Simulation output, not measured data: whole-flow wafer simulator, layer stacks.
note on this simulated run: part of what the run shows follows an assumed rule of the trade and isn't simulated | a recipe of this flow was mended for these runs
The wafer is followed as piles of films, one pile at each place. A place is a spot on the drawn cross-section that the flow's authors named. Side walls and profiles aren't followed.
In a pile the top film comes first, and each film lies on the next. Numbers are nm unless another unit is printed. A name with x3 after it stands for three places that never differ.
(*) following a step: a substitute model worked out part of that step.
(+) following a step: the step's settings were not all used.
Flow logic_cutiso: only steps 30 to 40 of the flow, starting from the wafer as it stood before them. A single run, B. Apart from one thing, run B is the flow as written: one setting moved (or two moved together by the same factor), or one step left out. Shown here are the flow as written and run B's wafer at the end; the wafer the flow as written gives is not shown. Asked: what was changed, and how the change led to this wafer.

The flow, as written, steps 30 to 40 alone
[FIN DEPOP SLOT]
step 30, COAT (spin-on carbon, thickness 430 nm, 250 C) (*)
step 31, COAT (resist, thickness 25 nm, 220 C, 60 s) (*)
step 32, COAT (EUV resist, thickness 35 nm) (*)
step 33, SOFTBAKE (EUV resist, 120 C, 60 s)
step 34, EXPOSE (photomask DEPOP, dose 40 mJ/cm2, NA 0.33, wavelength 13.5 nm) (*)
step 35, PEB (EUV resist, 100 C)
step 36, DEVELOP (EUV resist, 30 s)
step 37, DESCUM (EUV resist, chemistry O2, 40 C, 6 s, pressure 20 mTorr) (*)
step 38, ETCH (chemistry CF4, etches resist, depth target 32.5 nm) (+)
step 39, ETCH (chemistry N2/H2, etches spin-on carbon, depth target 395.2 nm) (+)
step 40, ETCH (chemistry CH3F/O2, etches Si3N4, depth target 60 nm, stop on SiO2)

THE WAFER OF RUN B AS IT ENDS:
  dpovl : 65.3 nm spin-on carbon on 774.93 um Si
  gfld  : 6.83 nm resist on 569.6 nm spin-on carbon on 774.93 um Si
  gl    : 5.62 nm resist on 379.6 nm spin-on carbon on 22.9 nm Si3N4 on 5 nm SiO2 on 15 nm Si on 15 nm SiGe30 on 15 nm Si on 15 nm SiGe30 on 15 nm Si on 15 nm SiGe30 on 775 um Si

Cause: step 39, ETCH: depth target 423.7 nm was run, while the flow as written has depth target 395.2 nm.

The path from the change to this, step by step:
  step 39, ETCH (chemistry N2/H2, etches spin-on carbon, depth target 395.2 nm) (+)
      gl, glp, gxp and 10 more: -12.4 EUV resist (all of it), -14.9 resist (as written it would have been: -12.4 EUV resist (all of it), -13.9 resist)
      gfld, gxf, gxn, iso, lnr, lnri, rsdx: -12.5 EUV resist (all of it), -14.9 resist (as written it would have been: -12.5 EUV resist (all of it), -13.9 resist)
      (and at 1 other place as well)
